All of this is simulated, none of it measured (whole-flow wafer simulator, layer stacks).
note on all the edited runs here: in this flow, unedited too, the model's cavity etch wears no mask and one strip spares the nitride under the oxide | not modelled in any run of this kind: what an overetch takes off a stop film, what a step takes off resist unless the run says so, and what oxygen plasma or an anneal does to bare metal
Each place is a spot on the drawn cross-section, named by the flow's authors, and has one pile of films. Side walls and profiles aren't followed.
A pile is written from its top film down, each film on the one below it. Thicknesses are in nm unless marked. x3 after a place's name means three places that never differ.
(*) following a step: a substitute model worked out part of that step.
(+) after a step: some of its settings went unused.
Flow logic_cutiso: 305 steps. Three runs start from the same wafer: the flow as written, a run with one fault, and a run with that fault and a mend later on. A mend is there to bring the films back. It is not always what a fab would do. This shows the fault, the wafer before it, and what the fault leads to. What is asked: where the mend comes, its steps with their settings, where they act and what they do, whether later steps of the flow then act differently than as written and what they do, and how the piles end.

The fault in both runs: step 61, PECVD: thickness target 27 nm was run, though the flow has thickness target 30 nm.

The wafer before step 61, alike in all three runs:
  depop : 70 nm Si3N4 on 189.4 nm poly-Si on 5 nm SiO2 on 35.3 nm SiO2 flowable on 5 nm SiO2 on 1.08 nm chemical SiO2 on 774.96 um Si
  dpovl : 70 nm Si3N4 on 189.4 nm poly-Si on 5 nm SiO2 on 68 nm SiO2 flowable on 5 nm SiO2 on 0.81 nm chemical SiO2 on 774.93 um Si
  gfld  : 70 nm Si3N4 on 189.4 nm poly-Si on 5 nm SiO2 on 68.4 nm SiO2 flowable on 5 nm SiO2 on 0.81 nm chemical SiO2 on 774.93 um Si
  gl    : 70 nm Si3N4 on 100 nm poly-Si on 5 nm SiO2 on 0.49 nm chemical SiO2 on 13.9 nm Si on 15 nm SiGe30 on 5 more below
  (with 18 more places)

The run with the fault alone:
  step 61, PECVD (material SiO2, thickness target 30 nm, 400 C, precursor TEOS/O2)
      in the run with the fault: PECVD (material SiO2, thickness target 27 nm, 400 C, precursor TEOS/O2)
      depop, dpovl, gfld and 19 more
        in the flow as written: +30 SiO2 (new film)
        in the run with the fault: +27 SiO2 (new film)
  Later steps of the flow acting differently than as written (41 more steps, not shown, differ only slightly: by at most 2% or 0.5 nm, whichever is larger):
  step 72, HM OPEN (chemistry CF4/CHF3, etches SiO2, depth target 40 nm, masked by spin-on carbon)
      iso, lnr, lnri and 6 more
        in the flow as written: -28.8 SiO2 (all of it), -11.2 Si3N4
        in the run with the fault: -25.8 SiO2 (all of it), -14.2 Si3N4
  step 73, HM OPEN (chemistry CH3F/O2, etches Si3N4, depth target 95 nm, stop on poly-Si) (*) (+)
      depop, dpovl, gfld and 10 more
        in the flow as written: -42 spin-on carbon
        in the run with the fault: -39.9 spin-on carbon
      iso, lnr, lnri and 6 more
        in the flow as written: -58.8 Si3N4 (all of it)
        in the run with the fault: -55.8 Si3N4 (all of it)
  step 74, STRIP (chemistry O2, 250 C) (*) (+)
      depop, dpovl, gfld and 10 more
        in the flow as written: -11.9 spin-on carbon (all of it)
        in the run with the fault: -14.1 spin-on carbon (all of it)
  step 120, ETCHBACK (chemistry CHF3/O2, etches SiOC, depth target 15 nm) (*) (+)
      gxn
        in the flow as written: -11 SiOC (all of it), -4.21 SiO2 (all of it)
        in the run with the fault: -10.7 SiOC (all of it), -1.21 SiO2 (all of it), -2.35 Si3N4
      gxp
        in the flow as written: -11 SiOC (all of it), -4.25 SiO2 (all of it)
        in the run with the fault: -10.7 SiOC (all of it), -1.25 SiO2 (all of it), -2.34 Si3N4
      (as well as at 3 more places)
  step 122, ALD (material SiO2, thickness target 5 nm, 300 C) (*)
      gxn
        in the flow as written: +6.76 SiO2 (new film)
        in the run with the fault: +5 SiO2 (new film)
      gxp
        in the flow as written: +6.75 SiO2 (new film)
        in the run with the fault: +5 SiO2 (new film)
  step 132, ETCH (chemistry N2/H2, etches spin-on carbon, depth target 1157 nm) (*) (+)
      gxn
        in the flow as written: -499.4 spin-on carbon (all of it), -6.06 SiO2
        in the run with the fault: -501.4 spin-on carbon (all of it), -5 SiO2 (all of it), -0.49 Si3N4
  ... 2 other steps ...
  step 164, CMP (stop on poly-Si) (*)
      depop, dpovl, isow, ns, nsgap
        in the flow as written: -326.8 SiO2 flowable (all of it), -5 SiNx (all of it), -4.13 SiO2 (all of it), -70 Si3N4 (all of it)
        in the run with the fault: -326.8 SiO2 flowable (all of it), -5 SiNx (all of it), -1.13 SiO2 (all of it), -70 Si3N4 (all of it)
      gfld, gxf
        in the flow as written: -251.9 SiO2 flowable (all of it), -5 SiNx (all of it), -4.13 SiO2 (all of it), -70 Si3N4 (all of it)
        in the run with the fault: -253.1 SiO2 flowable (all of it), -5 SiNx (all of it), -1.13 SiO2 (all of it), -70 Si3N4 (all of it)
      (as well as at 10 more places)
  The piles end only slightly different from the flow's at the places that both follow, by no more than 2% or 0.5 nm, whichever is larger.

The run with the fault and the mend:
  The mend stands after step 61.
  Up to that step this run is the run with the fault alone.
  step 61a, PECVD (material SiO2, thickness target 3 nm, 400 C, precursor TEOS/O2) (the flow's step 61, run once more with other settings)
      depop, dpovl, gfld and 19 more
        +3 SiO2
  None of the later steps of the flow acts differently than as written at any place that is followed.
  At every place that both follow, the piles at the end match the flow's.
